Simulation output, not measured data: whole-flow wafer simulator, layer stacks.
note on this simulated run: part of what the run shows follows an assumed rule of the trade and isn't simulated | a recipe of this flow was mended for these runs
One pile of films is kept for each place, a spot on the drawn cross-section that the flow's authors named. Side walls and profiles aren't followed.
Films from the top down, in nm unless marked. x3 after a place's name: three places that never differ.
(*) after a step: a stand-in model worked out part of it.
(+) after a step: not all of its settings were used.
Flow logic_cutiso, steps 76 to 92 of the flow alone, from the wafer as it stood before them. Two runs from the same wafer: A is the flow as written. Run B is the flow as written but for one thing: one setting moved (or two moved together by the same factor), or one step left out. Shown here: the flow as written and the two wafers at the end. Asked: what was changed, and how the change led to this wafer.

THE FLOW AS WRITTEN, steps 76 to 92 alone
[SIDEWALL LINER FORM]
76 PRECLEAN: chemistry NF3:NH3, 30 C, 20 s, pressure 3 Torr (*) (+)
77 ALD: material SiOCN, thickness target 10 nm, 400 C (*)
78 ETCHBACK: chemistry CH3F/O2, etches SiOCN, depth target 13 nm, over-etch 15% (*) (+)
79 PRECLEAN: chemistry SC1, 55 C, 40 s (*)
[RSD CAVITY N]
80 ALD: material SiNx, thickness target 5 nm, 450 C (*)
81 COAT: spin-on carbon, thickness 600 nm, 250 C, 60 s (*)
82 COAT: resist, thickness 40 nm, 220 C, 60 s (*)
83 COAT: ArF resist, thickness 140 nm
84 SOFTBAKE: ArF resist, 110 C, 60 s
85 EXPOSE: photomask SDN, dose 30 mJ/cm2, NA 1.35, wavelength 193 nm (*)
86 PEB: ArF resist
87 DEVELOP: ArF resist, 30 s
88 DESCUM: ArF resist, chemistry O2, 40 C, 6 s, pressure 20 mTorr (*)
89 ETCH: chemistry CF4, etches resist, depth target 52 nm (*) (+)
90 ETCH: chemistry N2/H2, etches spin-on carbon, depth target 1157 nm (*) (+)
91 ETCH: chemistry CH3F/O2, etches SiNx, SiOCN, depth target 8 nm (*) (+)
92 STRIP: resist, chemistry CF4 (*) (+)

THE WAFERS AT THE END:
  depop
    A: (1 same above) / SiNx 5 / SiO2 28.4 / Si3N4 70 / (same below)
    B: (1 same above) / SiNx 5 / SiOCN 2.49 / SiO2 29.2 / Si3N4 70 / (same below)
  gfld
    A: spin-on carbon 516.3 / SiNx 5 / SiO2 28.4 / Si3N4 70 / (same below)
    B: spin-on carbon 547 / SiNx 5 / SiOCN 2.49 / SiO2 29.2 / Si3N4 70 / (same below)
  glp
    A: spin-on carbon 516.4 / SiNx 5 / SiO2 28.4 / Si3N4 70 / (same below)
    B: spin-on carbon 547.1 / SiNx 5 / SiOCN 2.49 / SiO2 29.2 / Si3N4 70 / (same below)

The cause: step 77, ALD: thickness target 15.5 nm was run, where the flow has thickness target 10 nm.

How the change led to this, step by step:
  77 ALD: material SiOCN, thickness target 10 nm, 400 C (*)
      depop, dpovl x3, gfld and 13 more: A SiOCN +10 (new film) | B SiOCN +15.5 (new film)
  78 ETCHBACK: chemistry CH3F/O2, etches SiOCN, depth target 13 nm, over-etch 15% (*) (+)
      depop, dpovl x3, gfld and 8 more: A SiOCN -10 (all of it), SiO2 -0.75 | B SiOCN -13
      rsdn, rsdp, rsdw, rsdx: A SiOCN -10 (all of it), Si -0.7 | B SiOCN -13
      (and at 1 more place)
  81 COAT: spin-on carbon, thickness 600 nm, 250 C, 60 s (*)
      gfld, gxf, gxn, gxp: A spin-on carbon +516.3 (new film) | B spin-on carbon +547 (new film)
      glp, plug, tap: A spin-on carbon +516.4 (new film) | B spin-on carbon +547.1 (new film)
      (and at 10 more places)
  90 ETCH: chemistry N2/H2, etches spin-on carbon, depth target 1157 nm (*) (+)
      depop, dpovl x3, gfld and 10 more: A ArF resist -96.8 (all of it), resist -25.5 | B ArF resist -96.8 (all of it), resist -27
      gl, tap: A spin-on carbon -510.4 (all of it), SiNx -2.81 | B spin-on carbon -541 (all of it), SiNx -2.94
      (and at 5 more places)
  91 ETCH: chemistry CH3F/O2, etches SiNx, SiOCN, depth target 8 nm (*) (+)
      gl, gxn, tap: A SiNx -2.19 (all of it), SiO2 -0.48 | B SiNx -2.06 (all of it), SiOCN -2.49 (all of it), SiO2 -0.29
      rsdn, rsdx: A SiNx -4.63 (all of it), chemical SiO2 -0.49 (all of it) | B SiNx -4.5 (all of it), SiOCN -2.49 (all of it), Si -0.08
  92 STRIP: resist, chemistry CF4 (*) (+)
      depop, dpovl x3, glp, lnrp, ns, plug, rsdp, rsdw: A resist -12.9 (all of it) | B resist -11.4 (all of it)
      gfld, gxf, gxp, iso, lnri: A resist -13 (all of it) | B resist -11.4 (all of it)
      (and at 7 more places)
